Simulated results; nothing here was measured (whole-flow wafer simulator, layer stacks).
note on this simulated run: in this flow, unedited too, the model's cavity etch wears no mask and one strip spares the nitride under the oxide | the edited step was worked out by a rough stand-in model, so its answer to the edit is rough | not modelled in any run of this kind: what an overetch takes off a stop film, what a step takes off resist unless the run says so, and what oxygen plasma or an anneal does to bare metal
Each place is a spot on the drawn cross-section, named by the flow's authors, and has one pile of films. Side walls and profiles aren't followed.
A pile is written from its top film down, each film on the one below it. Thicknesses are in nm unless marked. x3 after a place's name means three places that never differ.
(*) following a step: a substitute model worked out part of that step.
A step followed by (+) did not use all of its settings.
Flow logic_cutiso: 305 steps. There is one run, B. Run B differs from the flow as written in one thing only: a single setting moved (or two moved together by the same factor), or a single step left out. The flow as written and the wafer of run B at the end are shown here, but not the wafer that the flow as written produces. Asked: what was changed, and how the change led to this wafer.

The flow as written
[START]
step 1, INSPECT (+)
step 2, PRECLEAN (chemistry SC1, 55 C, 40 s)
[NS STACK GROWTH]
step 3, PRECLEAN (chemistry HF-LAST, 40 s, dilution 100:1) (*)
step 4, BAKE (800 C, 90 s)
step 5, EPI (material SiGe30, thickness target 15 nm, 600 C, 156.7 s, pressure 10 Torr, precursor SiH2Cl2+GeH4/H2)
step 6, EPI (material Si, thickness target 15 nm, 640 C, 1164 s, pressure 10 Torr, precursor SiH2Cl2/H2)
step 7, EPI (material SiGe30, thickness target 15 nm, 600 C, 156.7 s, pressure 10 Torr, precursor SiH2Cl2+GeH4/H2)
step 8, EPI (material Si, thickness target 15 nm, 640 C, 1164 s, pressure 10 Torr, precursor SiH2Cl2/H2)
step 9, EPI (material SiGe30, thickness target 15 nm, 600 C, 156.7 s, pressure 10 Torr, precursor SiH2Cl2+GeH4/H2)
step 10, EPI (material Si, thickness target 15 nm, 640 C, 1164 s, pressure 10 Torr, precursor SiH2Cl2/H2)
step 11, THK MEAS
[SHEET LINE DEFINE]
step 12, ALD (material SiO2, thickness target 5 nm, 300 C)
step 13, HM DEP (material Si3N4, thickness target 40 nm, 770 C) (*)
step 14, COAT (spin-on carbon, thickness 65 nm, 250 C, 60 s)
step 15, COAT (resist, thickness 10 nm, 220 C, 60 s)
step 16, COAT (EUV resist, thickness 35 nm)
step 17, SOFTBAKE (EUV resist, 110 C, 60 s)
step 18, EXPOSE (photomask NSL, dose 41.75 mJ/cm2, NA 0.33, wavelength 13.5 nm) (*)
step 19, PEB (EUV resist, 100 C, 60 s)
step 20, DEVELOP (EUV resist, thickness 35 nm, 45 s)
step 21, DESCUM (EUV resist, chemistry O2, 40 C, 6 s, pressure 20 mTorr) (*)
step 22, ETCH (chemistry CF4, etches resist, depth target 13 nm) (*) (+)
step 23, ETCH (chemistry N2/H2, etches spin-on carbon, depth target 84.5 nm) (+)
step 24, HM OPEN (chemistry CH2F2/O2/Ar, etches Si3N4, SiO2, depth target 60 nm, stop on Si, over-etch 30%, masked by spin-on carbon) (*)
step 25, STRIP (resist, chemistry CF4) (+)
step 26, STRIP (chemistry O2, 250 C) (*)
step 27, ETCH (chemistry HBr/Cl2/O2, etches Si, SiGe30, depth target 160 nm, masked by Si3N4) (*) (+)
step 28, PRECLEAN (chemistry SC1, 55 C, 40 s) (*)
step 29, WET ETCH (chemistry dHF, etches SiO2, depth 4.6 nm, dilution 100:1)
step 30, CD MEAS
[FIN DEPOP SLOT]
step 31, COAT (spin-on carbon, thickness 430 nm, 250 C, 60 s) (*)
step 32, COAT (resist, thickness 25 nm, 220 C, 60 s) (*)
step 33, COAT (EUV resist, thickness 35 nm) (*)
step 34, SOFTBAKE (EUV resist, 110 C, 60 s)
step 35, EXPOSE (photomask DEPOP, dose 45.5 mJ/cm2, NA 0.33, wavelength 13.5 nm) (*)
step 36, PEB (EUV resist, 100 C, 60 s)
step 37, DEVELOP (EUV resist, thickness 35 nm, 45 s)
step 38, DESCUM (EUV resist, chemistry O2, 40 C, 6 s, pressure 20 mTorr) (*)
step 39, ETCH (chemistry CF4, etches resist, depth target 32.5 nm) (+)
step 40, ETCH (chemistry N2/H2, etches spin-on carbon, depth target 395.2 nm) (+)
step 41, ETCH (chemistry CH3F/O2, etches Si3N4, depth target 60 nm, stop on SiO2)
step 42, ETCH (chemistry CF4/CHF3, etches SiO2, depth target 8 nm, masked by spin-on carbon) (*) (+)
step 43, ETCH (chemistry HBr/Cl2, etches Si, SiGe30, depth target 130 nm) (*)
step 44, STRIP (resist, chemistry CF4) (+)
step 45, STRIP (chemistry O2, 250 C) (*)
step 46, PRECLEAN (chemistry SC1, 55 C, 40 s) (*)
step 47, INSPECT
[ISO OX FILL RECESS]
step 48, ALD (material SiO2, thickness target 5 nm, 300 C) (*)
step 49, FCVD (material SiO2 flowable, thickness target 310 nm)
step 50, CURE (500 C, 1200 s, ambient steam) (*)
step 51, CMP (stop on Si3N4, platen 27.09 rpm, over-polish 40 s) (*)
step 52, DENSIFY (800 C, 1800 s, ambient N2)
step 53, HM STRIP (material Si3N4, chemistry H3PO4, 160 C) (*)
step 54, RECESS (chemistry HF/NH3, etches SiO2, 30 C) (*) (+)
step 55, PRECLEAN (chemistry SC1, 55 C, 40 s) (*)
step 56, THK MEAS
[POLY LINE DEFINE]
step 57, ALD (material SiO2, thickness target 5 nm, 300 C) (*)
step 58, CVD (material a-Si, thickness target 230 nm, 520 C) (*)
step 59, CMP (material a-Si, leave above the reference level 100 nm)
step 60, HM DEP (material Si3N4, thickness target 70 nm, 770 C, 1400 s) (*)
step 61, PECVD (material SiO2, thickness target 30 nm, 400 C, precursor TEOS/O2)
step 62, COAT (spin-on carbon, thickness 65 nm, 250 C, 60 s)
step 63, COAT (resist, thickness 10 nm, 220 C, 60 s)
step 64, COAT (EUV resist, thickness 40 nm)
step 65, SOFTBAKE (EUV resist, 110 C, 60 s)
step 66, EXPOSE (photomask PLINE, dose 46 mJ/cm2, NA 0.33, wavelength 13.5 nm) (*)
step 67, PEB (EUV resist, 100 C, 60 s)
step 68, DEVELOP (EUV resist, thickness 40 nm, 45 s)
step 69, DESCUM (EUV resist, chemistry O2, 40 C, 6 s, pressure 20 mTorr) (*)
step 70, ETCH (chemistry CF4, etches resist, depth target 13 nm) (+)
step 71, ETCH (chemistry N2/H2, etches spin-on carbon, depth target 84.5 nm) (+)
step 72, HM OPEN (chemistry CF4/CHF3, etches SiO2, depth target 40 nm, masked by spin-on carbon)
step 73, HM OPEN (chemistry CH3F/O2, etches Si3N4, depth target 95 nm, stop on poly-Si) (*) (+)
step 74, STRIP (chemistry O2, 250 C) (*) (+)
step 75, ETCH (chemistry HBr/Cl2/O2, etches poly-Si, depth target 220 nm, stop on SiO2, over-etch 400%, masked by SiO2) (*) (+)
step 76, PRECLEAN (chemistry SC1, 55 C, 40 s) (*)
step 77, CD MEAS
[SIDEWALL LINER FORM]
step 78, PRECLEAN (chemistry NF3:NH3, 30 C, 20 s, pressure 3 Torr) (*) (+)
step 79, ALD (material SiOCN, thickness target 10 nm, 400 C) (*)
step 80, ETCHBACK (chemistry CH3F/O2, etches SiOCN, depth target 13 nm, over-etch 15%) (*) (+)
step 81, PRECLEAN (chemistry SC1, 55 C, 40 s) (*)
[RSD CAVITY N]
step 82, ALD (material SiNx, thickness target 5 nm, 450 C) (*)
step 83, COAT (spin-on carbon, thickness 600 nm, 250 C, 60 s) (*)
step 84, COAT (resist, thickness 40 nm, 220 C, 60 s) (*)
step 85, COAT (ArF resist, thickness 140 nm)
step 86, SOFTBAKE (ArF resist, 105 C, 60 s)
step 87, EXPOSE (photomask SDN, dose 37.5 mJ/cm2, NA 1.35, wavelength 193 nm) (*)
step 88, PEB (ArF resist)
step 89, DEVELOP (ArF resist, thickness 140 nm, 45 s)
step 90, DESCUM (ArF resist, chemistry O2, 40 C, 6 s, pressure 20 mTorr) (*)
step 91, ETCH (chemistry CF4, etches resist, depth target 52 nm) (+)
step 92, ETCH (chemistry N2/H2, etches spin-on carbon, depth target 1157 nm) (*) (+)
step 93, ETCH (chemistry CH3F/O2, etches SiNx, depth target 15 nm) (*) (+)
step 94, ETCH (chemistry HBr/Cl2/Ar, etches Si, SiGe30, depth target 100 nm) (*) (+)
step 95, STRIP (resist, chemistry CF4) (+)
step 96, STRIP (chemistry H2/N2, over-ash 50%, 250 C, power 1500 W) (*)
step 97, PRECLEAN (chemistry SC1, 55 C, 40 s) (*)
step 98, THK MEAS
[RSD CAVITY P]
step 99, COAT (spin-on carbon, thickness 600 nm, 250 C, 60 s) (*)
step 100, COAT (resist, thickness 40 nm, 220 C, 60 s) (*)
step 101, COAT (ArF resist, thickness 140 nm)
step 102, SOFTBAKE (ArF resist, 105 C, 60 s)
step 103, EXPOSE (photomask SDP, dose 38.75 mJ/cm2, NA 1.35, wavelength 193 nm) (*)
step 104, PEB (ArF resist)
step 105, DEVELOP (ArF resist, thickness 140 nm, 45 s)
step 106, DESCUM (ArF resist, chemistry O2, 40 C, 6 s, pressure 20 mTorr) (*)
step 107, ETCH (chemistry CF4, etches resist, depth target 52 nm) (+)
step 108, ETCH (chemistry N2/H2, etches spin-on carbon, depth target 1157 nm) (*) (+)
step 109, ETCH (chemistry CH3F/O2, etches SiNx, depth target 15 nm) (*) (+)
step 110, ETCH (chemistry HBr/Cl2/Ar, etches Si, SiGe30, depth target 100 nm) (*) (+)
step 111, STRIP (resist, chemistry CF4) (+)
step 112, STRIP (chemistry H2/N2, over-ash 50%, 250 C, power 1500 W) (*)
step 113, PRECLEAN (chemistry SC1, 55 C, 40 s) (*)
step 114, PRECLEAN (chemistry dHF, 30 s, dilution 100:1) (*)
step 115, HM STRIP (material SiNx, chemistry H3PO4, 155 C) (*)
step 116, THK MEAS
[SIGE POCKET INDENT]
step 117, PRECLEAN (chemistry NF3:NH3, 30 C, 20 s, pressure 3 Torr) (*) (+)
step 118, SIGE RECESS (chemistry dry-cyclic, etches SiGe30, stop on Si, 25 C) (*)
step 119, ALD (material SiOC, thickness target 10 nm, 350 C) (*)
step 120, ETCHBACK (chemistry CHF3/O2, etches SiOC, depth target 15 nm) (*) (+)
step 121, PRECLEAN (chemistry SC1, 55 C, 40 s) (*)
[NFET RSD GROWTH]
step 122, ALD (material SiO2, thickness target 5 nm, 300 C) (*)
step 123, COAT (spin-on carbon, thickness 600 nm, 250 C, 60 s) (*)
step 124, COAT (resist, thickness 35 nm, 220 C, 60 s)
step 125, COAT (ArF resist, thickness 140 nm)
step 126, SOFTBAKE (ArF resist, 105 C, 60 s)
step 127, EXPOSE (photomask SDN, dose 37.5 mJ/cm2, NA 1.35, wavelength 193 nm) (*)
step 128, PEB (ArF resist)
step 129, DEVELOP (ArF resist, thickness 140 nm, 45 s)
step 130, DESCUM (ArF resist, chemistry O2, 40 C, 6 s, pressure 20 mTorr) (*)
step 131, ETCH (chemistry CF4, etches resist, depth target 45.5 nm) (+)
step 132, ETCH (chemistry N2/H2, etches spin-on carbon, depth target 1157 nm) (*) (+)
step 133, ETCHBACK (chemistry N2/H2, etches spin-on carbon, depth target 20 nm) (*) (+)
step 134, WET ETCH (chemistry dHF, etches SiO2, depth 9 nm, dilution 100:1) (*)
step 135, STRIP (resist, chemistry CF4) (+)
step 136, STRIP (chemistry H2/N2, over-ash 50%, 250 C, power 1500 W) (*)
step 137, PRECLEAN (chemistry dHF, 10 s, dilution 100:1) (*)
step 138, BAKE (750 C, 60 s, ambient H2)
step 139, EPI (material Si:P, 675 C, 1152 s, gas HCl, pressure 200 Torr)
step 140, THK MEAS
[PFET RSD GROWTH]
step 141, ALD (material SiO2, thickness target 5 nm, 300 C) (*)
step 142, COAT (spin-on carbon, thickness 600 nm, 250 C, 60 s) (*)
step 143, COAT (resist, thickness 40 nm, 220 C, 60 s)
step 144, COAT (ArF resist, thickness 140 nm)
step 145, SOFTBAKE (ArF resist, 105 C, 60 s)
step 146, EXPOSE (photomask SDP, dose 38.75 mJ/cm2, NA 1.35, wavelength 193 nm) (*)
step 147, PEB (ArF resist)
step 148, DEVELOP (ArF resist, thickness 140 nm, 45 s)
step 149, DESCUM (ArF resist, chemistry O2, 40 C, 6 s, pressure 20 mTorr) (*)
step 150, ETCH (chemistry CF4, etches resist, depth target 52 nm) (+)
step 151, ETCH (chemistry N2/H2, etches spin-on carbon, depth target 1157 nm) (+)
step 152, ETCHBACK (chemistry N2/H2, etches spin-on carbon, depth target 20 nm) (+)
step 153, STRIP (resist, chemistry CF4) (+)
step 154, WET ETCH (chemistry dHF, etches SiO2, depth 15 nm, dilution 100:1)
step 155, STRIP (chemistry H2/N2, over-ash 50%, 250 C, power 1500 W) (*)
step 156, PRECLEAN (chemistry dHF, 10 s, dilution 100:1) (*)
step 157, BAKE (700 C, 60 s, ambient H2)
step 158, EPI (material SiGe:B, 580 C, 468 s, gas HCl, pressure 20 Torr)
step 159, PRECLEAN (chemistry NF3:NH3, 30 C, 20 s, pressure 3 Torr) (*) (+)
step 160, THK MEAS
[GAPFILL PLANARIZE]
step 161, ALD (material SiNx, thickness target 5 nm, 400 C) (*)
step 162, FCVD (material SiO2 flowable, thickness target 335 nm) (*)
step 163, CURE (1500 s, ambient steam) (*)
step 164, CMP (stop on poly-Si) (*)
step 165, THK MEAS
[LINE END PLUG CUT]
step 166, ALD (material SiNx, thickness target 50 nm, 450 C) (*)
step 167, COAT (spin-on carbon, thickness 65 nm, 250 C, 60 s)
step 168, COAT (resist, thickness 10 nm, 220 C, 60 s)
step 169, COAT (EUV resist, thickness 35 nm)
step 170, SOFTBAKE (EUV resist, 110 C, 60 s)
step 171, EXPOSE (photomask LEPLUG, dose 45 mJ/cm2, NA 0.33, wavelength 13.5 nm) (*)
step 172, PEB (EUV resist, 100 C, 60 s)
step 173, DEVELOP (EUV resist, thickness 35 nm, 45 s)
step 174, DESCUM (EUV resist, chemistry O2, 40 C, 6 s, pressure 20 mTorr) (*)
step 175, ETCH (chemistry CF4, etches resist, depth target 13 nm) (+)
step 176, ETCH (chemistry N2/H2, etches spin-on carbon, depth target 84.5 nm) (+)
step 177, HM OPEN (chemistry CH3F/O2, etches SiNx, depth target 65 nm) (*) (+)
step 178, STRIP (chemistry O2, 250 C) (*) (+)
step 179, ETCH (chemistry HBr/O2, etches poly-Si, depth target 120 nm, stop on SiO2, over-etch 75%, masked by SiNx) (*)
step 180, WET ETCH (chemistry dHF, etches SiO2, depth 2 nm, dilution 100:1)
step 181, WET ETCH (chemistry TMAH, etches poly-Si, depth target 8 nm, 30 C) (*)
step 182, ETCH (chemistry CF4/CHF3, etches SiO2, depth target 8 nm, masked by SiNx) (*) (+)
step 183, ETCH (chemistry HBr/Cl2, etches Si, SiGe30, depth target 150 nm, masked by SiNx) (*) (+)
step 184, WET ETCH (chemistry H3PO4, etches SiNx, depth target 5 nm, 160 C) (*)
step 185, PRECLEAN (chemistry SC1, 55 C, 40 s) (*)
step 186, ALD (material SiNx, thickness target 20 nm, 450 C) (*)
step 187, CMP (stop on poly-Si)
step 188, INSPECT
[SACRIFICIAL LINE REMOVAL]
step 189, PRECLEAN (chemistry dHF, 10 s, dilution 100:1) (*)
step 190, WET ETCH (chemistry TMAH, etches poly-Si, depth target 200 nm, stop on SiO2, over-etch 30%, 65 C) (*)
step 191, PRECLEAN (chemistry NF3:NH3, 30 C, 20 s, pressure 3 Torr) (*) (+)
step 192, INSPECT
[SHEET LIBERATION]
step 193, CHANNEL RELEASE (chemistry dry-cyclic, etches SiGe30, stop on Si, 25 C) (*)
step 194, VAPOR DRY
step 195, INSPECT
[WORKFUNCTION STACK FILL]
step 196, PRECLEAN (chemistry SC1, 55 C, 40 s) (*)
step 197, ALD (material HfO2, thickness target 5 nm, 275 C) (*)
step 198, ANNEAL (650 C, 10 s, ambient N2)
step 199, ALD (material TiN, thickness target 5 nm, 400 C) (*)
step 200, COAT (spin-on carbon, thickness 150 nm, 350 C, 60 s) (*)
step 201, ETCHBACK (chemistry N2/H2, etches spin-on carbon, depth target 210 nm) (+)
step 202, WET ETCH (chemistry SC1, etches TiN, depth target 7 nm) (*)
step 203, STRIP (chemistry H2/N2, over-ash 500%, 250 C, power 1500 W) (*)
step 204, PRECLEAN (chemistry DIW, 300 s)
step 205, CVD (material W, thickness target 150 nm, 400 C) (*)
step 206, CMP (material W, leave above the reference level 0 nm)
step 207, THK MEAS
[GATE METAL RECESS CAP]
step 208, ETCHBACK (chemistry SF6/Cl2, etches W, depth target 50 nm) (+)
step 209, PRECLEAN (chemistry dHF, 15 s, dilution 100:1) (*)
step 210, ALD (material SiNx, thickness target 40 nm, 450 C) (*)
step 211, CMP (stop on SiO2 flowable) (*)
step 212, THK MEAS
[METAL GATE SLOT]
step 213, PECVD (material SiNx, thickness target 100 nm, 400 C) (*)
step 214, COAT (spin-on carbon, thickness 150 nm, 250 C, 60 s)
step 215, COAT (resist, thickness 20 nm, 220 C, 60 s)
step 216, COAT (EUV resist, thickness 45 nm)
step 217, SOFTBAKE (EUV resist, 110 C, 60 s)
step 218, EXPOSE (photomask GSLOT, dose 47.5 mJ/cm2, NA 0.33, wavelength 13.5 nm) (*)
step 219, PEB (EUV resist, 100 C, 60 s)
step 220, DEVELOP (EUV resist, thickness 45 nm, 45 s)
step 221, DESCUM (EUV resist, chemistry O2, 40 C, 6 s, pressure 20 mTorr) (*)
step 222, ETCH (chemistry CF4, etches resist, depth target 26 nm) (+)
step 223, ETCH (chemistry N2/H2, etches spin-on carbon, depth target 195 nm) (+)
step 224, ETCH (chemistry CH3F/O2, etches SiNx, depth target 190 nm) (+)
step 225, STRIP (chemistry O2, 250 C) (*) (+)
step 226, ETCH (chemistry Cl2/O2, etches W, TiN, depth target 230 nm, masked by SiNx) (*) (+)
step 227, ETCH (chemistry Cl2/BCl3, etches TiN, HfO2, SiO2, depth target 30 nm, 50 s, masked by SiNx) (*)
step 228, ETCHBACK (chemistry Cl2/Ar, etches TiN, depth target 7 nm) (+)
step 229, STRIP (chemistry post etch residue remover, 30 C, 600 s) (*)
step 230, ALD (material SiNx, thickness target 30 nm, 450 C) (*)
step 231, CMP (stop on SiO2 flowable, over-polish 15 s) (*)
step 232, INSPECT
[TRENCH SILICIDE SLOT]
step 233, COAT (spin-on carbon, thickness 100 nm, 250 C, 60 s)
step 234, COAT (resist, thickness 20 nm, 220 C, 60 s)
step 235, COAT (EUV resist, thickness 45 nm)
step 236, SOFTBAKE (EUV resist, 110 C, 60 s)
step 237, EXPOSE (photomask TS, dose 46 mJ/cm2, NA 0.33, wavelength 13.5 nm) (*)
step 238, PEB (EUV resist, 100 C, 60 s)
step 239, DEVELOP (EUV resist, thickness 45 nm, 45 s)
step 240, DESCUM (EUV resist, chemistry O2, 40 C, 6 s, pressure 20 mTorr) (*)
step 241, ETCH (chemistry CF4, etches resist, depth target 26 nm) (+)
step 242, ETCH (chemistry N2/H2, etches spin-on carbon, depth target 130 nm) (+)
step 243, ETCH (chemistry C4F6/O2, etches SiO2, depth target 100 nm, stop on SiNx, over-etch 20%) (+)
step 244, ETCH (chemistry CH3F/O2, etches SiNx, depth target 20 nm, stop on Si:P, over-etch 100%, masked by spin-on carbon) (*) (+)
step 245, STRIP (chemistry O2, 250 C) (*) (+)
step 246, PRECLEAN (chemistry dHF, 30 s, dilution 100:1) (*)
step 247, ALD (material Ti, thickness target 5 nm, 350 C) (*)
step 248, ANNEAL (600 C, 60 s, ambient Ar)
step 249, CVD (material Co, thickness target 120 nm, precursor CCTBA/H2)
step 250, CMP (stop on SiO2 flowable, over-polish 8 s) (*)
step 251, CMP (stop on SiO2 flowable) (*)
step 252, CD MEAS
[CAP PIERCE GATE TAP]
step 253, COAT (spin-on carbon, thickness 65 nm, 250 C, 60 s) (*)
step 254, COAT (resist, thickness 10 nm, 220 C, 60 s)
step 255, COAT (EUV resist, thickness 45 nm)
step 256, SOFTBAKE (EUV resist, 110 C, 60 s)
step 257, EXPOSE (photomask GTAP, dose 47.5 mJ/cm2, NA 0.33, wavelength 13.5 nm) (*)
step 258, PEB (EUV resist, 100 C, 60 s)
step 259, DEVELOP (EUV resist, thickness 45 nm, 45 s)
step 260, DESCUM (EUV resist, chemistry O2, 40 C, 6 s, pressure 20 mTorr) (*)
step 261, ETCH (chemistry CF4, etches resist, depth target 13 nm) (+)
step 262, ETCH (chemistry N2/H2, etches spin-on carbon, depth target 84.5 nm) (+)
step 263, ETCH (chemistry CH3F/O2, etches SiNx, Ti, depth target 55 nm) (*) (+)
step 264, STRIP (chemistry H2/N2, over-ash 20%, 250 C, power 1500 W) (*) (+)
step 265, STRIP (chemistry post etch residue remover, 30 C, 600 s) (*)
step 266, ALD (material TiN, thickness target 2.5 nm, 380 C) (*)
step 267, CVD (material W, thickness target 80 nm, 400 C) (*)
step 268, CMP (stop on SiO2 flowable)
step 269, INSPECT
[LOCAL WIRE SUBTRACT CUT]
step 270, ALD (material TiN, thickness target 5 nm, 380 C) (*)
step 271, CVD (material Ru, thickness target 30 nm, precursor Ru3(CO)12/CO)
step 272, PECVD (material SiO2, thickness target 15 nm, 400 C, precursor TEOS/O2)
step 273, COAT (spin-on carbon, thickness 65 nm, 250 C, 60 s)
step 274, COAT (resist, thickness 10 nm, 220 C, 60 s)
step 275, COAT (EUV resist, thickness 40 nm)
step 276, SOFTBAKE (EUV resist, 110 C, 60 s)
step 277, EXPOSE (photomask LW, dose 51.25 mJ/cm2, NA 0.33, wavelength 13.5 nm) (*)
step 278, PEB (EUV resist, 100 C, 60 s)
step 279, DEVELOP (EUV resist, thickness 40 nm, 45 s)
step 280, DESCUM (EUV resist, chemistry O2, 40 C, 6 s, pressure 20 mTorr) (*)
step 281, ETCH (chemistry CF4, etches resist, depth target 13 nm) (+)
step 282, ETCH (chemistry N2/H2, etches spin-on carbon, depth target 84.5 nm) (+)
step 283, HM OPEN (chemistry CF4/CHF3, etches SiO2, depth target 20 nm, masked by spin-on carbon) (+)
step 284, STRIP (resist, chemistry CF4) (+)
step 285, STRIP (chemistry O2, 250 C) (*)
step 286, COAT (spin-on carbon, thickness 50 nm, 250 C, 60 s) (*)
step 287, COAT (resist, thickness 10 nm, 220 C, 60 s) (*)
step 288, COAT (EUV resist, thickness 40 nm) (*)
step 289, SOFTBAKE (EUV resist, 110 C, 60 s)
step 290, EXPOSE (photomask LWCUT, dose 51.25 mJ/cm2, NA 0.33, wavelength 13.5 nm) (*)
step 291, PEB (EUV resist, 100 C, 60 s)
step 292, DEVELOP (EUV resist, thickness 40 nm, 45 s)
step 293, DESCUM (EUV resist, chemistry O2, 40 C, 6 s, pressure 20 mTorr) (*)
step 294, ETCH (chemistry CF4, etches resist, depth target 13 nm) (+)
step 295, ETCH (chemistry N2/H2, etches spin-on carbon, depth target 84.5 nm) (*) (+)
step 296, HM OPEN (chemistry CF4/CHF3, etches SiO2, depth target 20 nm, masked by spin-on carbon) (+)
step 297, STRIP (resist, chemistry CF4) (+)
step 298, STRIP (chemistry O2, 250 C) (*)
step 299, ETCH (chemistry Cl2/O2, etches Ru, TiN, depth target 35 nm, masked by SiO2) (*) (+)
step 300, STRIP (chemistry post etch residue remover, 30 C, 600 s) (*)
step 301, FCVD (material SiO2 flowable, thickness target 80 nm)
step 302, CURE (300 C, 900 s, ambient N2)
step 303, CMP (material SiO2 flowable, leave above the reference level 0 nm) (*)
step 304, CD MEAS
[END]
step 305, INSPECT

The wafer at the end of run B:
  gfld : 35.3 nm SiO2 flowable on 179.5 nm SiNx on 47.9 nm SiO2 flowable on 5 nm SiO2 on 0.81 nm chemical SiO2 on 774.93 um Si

Cause: step 227, ETCH: depth target 21 nm was run, whereas the flow has depth target 30 nm.

How this came from the change, step by step:
  step 227, ETCH (chemistry Cl2/BCl3, etches TiN, HfO2, SiO2, depth target 30 nm, 50 s, masked by SiNx) (*)
      gfld: HfO2 loses 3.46 (all of it), SiO2 flowable loses 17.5 (as written it would have been: HfO2 loses 3.46 (all of it), SiO2 flowable loses 26.5)
  step 230, ALD (material SiNx, thickness target 30 nm, 450 C) (*)
      gfld: SiNx gains 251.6 (new film) (as written it would have been: SiNx gains 260.6 (new film))
